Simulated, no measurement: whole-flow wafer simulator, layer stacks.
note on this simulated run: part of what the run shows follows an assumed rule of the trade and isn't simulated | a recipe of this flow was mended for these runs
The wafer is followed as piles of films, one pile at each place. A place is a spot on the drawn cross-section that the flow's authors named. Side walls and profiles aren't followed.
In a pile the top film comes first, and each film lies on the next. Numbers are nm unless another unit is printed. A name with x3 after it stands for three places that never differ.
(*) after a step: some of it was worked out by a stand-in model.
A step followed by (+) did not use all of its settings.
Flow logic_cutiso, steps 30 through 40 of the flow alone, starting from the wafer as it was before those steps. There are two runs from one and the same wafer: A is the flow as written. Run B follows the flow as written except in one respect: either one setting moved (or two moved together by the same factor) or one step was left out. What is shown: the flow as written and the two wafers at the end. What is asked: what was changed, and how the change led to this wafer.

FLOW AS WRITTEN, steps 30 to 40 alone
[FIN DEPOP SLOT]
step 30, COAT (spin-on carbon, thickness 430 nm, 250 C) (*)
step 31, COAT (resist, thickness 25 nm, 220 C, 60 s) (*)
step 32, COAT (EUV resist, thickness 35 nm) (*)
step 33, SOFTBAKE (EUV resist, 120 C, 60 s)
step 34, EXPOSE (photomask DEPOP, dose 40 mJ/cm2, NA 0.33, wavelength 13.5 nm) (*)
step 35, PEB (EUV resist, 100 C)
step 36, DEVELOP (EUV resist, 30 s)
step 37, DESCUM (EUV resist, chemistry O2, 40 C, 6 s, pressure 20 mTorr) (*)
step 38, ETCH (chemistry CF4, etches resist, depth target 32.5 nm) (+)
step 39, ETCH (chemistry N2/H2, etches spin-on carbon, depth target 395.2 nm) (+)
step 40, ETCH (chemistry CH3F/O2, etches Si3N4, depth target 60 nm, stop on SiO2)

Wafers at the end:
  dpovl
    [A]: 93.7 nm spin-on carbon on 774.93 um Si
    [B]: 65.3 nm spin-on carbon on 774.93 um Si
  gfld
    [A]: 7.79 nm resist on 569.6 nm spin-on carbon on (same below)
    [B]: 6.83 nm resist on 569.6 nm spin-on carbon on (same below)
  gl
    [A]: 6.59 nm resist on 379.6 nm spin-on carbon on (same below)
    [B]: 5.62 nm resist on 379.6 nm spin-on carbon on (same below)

The reason: step 39, ETCH: depth target 423.7 nm was run, while the flow as written has depth target 395.2 nm.

The path from the change to this, step by step:
  step 39, ETCH (chemistry N2/H2, etches spin-on carbon, depth target 395.2 nm) (+)
      gl, glp, gxp and 10 more: A -12.4 EUV resist (all of it), -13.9 resist | B -12.4 EUV resist (all of it), -14.9 resist
      gfld, gxf, gxn, iso, lnr, lnri, rsdx: A -12.5 EUV resist (all of it), -13.9 resist | B -12.5 EUV resist (all of it), -14.9 resist
      (as well as at 1 more place)
